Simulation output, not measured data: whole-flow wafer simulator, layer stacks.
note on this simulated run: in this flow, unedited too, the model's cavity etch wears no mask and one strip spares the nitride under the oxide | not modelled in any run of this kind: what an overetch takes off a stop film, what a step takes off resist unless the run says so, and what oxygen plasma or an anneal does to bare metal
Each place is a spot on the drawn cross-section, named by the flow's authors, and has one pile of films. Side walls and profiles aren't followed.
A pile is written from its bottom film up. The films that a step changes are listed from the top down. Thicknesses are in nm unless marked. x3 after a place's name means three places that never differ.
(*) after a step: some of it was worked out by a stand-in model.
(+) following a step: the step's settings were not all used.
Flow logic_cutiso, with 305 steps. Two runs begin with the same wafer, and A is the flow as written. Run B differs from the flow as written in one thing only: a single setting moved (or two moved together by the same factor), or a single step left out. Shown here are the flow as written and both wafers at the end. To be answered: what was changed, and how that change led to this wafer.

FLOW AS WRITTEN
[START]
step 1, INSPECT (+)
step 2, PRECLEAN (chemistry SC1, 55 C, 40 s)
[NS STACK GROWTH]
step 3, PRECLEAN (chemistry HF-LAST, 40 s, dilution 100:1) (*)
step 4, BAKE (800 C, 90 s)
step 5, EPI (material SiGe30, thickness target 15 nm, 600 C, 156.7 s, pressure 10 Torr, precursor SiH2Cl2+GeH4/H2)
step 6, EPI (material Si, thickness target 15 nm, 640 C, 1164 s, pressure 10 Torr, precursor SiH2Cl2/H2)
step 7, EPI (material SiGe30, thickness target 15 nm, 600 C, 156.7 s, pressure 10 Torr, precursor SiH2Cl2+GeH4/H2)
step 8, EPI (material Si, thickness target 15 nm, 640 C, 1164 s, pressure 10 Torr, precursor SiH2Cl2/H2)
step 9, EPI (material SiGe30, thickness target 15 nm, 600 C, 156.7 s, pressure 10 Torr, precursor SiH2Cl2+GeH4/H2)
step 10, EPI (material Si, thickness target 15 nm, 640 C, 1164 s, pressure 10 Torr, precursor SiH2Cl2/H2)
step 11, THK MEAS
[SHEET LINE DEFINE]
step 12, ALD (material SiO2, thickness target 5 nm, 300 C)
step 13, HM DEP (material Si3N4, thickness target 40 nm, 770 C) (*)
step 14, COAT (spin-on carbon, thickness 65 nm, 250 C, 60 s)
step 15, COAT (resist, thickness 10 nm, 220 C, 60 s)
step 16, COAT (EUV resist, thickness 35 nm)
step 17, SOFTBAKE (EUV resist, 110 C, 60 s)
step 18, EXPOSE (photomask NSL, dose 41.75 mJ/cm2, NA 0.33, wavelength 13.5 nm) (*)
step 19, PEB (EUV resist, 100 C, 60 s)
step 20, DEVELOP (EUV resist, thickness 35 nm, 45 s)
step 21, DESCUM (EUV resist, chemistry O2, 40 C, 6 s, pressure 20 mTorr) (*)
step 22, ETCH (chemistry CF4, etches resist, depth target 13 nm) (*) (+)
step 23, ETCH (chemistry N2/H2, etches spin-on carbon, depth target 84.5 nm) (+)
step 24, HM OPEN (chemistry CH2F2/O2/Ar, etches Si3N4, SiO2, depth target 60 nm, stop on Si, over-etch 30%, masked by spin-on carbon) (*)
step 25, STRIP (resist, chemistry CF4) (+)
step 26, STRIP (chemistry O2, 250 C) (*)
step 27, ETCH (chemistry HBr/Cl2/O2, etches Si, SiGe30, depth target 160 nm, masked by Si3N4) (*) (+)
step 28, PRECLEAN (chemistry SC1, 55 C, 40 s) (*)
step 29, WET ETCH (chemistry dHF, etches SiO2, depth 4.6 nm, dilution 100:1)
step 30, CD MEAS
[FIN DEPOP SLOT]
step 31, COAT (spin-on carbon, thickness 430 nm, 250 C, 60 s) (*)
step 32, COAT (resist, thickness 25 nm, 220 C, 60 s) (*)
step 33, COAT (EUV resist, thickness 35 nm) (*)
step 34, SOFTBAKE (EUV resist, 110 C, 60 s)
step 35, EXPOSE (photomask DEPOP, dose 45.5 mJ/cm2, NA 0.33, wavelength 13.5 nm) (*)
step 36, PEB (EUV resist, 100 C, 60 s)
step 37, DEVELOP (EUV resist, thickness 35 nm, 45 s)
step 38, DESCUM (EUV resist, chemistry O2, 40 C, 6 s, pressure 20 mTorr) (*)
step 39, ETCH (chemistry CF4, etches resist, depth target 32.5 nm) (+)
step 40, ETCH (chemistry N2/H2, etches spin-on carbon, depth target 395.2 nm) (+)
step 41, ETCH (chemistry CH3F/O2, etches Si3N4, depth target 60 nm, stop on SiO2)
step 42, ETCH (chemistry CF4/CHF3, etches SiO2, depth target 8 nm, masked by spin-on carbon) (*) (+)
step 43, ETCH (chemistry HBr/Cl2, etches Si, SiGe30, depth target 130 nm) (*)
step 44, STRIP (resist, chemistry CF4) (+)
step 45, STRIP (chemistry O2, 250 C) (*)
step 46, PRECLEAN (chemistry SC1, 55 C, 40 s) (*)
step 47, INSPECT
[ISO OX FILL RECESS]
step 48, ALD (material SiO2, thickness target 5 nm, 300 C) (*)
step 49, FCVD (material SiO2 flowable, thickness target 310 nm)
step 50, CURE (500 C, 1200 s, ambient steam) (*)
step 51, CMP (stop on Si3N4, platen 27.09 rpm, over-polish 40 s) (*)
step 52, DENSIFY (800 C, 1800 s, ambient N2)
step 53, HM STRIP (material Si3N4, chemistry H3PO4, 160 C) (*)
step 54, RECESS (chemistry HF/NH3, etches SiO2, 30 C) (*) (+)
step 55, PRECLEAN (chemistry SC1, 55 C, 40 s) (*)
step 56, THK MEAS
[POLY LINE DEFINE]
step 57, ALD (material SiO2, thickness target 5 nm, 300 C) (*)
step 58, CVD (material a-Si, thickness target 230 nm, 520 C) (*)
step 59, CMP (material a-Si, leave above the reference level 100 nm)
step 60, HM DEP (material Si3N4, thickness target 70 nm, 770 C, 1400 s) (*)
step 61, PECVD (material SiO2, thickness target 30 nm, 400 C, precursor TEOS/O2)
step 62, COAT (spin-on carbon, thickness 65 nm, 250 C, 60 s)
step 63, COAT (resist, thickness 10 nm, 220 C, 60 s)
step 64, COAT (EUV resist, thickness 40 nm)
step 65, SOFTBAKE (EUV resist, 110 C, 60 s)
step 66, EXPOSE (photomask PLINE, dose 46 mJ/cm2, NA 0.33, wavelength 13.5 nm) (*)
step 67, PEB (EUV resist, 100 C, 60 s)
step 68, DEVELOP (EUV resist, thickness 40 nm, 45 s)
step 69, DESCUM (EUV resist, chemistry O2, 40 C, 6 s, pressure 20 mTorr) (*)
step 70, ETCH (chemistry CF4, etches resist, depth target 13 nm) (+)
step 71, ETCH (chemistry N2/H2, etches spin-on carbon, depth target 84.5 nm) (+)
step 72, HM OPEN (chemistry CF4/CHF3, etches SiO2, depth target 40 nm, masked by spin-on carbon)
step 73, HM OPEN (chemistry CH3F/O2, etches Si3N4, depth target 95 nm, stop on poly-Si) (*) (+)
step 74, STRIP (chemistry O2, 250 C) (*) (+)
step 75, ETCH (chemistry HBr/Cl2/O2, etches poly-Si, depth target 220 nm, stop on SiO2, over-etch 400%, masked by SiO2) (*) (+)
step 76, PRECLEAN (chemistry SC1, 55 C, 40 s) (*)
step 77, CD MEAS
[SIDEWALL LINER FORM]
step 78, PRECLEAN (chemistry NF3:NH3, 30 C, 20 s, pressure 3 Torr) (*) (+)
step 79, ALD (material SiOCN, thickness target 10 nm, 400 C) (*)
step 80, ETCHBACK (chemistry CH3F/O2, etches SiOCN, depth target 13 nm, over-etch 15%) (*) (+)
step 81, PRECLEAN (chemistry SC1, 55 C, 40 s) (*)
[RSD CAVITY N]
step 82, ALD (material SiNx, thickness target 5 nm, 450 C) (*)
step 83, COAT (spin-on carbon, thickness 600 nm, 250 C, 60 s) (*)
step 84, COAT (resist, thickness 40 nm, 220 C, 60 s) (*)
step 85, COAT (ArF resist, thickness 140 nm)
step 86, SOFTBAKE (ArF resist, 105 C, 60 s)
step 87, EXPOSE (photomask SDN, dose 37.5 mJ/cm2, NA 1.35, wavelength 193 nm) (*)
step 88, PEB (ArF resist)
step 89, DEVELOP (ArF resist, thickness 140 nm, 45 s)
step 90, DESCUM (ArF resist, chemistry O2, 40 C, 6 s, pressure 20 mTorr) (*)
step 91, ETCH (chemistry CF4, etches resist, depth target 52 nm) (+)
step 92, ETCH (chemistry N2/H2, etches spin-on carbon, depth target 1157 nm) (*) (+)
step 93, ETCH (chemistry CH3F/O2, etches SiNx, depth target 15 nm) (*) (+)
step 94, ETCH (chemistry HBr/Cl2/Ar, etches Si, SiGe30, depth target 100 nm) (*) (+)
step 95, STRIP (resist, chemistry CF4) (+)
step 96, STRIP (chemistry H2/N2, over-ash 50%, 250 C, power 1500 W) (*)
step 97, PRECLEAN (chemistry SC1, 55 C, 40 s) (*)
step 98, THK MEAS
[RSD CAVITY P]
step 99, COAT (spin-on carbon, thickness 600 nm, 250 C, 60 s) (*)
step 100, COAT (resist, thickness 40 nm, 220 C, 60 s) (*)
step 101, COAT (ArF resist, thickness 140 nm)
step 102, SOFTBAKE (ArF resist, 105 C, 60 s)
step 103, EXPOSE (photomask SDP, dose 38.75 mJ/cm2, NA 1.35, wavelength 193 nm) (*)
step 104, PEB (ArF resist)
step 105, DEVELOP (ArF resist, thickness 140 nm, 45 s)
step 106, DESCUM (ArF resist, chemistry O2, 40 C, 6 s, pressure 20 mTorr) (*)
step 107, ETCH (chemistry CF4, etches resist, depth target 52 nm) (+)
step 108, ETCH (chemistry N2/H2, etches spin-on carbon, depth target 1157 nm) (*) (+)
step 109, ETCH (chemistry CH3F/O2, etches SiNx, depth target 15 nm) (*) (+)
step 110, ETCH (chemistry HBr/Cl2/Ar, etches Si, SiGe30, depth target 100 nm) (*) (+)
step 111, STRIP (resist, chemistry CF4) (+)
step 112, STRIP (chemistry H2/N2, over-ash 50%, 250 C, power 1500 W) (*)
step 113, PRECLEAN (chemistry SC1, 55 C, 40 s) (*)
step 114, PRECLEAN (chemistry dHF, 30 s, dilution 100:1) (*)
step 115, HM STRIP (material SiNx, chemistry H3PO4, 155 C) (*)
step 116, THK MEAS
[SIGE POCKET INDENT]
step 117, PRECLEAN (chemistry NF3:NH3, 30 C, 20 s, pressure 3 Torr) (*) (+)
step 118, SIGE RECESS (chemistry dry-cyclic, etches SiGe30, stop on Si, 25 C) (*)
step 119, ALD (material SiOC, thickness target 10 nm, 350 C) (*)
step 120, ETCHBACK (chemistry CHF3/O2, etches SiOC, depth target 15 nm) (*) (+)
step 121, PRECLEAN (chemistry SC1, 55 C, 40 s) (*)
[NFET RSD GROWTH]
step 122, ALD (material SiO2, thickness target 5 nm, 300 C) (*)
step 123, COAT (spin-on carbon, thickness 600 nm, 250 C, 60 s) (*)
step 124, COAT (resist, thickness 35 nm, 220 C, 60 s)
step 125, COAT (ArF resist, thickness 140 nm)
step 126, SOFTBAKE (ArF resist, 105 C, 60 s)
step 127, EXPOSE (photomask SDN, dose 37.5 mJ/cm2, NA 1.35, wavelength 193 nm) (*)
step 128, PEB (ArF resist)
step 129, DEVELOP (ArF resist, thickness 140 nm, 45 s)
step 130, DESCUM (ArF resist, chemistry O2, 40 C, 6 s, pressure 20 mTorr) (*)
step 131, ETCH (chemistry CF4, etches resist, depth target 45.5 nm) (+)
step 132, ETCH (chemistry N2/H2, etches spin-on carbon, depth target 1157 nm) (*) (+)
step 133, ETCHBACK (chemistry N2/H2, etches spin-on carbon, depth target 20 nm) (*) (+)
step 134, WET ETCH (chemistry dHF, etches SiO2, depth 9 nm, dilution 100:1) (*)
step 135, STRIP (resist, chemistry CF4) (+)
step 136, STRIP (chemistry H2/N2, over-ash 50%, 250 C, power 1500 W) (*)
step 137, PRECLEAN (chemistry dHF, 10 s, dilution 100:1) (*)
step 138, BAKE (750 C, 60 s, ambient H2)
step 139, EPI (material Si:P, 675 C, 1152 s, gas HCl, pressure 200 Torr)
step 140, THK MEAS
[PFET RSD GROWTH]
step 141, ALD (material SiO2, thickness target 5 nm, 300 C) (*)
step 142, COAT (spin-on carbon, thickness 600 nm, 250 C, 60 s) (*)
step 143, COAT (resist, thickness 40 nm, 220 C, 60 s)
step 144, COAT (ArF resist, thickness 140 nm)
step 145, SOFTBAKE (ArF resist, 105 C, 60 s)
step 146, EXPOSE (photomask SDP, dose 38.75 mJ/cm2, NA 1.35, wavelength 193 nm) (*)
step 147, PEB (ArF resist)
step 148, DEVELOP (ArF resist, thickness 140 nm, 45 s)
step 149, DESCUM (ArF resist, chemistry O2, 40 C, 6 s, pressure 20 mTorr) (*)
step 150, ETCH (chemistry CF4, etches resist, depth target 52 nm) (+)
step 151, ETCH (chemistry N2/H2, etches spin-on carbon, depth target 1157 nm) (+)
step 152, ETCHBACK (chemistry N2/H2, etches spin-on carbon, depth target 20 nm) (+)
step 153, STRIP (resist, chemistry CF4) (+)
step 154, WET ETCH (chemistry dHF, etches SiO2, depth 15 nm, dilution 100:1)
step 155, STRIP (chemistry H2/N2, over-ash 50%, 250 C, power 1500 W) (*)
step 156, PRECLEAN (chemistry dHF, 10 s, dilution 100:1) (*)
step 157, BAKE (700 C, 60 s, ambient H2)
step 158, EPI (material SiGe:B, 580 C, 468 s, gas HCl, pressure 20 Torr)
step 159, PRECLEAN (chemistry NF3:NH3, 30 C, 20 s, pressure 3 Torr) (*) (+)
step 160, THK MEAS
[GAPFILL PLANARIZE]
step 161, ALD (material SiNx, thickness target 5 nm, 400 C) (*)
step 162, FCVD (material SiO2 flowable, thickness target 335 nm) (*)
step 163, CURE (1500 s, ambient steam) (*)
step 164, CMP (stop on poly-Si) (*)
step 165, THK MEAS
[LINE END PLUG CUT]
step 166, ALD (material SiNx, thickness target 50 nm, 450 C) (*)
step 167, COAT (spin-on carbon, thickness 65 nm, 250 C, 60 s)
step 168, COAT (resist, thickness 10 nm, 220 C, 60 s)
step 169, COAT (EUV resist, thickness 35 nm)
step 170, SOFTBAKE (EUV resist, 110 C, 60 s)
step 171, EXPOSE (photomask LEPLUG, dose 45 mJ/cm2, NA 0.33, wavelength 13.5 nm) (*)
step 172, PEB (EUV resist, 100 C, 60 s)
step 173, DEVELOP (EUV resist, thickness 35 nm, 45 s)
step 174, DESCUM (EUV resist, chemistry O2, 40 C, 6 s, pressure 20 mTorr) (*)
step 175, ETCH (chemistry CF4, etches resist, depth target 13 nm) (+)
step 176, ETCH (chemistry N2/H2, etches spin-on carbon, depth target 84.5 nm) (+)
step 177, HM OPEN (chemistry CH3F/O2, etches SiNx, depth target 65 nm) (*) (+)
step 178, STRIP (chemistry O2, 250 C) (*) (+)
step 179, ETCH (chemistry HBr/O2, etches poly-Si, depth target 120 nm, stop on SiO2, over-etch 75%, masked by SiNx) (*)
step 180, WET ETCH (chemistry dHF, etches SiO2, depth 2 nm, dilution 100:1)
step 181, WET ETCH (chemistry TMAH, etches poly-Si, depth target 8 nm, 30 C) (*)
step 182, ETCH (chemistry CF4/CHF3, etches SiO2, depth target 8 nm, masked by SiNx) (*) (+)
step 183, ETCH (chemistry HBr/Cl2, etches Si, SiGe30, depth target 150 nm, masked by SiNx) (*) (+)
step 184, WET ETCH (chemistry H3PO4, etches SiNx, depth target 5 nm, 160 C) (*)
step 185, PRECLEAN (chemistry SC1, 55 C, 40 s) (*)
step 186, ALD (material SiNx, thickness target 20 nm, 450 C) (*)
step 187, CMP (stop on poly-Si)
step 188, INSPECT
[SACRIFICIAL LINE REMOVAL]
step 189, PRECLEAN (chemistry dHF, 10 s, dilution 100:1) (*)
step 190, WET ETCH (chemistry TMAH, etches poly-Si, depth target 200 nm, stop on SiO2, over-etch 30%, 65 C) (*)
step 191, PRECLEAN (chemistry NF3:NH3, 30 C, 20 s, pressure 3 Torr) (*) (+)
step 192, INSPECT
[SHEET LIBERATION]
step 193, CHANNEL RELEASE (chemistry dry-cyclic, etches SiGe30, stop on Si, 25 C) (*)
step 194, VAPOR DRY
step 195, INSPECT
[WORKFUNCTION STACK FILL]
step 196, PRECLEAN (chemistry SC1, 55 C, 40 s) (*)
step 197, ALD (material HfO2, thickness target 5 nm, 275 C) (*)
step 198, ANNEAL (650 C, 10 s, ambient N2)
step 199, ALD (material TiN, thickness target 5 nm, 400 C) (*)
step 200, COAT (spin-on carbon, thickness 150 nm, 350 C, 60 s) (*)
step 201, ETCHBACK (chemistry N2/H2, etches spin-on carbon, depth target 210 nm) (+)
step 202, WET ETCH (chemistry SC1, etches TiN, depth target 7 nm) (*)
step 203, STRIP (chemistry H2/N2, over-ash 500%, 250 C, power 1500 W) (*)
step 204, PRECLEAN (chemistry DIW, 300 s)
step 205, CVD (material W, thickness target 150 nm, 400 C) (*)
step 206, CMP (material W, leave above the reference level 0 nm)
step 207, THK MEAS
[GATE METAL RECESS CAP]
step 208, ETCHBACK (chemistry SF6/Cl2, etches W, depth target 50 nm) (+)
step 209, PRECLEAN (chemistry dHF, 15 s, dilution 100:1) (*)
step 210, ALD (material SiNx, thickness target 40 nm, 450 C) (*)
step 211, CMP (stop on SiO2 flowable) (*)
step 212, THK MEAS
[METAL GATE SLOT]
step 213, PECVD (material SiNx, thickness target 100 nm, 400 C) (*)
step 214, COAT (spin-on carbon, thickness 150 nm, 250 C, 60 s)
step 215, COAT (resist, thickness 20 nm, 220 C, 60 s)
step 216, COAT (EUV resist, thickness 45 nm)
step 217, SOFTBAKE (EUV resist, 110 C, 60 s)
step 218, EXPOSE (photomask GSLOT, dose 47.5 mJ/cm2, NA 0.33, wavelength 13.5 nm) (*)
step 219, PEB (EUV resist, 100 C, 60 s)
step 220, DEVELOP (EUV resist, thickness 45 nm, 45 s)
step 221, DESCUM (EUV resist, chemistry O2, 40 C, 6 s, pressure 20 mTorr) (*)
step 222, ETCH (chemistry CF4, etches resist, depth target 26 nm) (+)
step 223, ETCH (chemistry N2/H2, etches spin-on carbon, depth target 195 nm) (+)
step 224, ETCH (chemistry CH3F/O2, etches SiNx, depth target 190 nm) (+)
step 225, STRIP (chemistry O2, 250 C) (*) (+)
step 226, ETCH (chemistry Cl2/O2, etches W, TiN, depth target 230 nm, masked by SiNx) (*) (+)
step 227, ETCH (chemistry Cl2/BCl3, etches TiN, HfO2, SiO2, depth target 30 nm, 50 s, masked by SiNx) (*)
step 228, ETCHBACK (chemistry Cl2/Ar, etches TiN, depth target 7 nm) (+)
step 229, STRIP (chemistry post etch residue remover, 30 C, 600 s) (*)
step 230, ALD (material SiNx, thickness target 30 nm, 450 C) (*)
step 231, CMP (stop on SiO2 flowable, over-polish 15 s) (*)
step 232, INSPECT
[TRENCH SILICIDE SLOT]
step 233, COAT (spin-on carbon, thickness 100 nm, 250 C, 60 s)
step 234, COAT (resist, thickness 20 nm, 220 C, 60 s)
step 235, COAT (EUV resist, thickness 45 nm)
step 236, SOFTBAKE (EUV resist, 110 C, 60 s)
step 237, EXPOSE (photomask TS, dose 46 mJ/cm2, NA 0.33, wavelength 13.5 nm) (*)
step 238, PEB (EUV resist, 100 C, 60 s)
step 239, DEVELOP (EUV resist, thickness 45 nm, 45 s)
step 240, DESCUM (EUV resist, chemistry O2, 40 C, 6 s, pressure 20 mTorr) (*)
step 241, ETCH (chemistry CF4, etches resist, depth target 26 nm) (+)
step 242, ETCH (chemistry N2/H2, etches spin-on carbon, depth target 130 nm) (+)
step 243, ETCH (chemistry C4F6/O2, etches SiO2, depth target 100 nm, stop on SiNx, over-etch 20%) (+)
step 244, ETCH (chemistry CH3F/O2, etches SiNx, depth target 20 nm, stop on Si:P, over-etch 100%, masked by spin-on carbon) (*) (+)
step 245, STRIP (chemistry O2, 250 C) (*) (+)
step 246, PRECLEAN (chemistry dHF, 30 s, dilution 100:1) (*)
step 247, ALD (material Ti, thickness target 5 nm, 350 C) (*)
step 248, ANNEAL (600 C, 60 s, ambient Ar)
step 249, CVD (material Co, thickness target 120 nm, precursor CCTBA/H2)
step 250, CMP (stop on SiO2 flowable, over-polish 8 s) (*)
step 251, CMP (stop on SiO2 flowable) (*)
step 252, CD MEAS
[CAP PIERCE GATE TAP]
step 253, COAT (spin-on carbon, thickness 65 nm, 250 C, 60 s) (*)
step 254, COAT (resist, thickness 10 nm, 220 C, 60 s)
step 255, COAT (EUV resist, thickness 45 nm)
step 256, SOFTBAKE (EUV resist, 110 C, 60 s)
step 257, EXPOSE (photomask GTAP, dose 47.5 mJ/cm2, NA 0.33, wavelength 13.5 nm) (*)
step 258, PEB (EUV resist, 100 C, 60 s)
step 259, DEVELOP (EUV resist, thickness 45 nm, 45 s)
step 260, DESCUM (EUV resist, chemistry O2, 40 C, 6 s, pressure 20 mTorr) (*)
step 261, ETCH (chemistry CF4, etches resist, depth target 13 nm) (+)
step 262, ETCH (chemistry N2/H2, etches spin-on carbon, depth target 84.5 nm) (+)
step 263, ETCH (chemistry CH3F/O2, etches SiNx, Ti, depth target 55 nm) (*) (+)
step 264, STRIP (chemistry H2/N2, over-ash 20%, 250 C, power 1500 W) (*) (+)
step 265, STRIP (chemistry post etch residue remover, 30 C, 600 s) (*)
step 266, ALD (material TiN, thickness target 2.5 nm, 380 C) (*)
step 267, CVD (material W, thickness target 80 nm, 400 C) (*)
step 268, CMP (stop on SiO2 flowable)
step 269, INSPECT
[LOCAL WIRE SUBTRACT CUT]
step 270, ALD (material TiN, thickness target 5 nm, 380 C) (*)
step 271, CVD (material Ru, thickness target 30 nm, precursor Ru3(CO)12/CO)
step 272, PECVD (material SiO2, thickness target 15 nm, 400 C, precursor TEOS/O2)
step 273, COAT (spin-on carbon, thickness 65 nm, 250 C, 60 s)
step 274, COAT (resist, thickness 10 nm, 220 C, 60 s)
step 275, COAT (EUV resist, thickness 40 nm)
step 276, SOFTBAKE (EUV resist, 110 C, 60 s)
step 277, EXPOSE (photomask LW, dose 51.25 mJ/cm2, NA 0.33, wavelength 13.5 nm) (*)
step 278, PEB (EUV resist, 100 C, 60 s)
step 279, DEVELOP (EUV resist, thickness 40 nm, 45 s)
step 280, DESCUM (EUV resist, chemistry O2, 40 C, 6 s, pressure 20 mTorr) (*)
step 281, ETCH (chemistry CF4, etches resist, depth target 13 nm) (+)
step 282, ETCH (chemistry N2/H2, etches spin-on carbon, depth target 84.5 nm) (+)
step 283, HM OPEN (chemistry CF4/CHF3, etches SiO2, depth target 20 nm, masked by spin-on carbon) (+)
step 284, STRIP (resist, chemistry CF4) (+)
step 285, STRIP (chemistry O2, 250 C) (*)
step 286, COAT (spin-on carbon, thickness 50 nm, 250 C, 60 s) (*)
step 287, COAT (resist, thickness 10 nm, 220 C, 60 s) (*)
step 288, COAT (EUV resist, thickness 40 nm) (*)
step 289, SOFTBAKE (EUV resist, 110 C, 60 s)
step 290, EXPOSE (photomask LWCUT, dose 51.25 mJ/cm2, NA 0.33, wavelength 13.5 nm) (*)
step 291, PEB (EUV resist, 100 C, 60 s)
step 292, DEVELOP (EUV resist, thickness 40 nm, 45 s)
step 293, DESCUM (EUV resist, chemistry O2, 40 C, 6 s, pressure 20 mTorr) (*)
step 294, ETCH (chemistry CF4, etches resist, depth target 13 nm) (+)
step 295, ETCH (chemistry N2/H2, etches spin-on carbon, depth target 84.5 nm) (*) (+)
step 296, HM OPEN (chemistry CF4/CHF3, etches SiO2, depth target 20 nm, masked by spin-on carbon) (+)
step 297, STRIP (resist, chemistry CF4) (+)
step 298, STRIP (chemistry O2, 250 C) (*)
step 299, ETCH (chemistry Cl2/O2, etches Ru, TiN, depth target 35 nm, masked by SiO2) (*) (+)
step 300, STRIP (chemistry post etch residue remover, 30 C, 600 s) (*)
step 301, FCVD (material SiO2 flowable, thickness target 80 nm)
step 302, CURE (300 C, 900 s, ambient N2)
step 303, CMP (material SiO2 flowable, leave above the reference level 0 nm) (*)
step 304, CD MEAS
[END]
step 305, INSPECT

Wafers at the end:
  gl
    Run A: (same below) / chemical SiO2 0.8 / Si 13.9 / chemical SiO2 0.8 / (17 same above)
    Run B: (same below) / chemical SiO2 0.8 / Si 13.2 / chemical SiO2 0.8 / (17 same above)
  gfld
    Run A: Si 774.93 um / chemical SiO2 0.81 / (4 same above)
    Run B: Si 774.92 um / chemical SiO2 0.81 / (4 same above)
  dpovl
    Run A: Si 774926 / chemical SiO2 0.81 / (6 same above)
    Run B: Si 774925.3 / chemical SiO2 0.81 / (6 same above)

The reason: step 6, EPI: 1106 s was run, while the flow as written has 1164 s.

How this came from the change, step by step:
  step 6, EPI (material Si, thickness target 15 nm, 640 C, 1164 s, pressure 10 Torr, precursor SiH2Cl2/H2)
      depop, dpovl, gfld and 19 more: A Si gains 15 (new film) | B Si gains 14.3 (new film)
  step 27, ETCH (chemistry HBr/Cl2/O2, etches Si, SiGe30, depth target 160 nm, masked by Si3N4) (*) (+)
      gfld, gxf, iso, lnri: A chemical SiO2 loses 0.79 (all of it), Si loses 11.4 (all of it), SiGe30 loses 15 (all of it), Si loses 15 (all of it), SiGe30 loses 15 (all of it), Si loses 15 (all of it), SiGe30 loses 15 (all of it), Si loses 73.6 | B chemical SiO2 loses 0.79 (all of it), Si loses 11.4 (all of it), SiGe30 loses 15 (all of it), Si loses 15 (all of it), SiGe30 loses 15 (all of it), Si loses 14.3 (all of it), SiGe30 loses 15 (all of it), Si loses 74.4
      dpovl, nsgap: A chemical SiO2 loses 0.79 (all of it), Si loses 11.8 (all of it), SiGe30 loses 15 (all of it), Si loses 15 (all of it), SiGe30 loses 15 (all of it), Si loses 15 (all of it), SiGe30 loses 15 (all of it), Si loses 73.2 | B chemical SiO2 loses 0.79 (all of it), Si loses 11.8 (all of it), SiGe30 loses 15 (all of it), Si loses 15 (all of it), SiGe30 loses 15 (all of it), Si loses 14.3 (all of it), SiGe30 loses 15 (all of it), Si loses 74
      (and at 1 other place as well)
  step 43, ETCH (chemistry HBr/Cl2, etches Si, SiGe30, depth target 130 nm) (*)
      depop: A Si loses 14 (all of it), SiGe30 loses 15 (all of it), Si loses 15 (all of it), SiGe30 loses 15 (all of it), Si loses 15 (all of it), SiGe30 loses 15 (all of it), Si loses 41 | B Si loses 14 (all of it), SiGe30 loses 15 (all of it), Si loses 15 (all of it), SiGe30 loses 15 (all of it), Si loses 14.3 (all of it), SiGe30 loses 15 (all of it), Si loses 41.7
  step 94, ETCH (chemistry HBr/Cl2/Ar, etches Si, SiGe30, depth target 100 nm) (*) (+)
      rsdn, rsdx: A chemical SiO2 loses 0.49 (all of it), Si loses 12.8 (all of it), SiGe30 loses 15 (all of it), Si loses 15 (all of it), SiGe30 loses 15 (all of it), Si loses 15 (all of it), SiGe30 loses 15 (all of it), Si loses 12.2 | B chemical SiO2 loses 0.49 (all of it), Si loses 12.8 (all of it), SiGe30 loses 15 (all of it), Si loses 15 (all of it), SiGe30 loses 15 (all of it), Si loses 14.3 (all of it), SiGe30 loses 15 (all of it), Si loses 12.9
  step 110, ETCH (chemistry HBr/Cl2/Ar, etches Si, SiGe30, depth target 100 nm) (*) (+)
      rsdp, rsdw: A chemical SiO2 loses 0.49 (all of it), Si loses 12.8 (all of it), SiGe30 loses 15 (all of it), Si loses 15 (all of it), SiGe30 loses 15 (all of it), Si loses 15 (all of it), SiGe30 loses 15 (all of it), Si loses 12.2 | B chemical SiO2 loses 0.49 (all of it), Si loses 12.8 (all of it), SiGe30 loses 15 (all of it), Si loses 15 (all of it), SiGe30 loses 15 (all of it), Si loses 14.3 (all of it), SiGe30 loses 15 (all of it), Si loses 12.9
  step 183, ETCH (chemistry HBr/Cl2, etches Si, SiGe30, depth target 150 nm, masked by SiNx) (*) (+)
      plug: A Si loses 13.6 (all of it), SiGe30 loses 15 (all of it), Si loses 15 (all of it), SiGe30 loses 15 (all of it), Si loses 15 (all of it), SiGe30 loses 15 (all of it), Si loses 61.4 | B Si loses 13.6 (all of it), SiGe30 loses 15 (all of it), Si loses 15 (all of it), SiGe30 loses 15 (all of it), Si loses 14.3 (all of it), SiGe30 loses 15 (all of it), Si loses 62.2
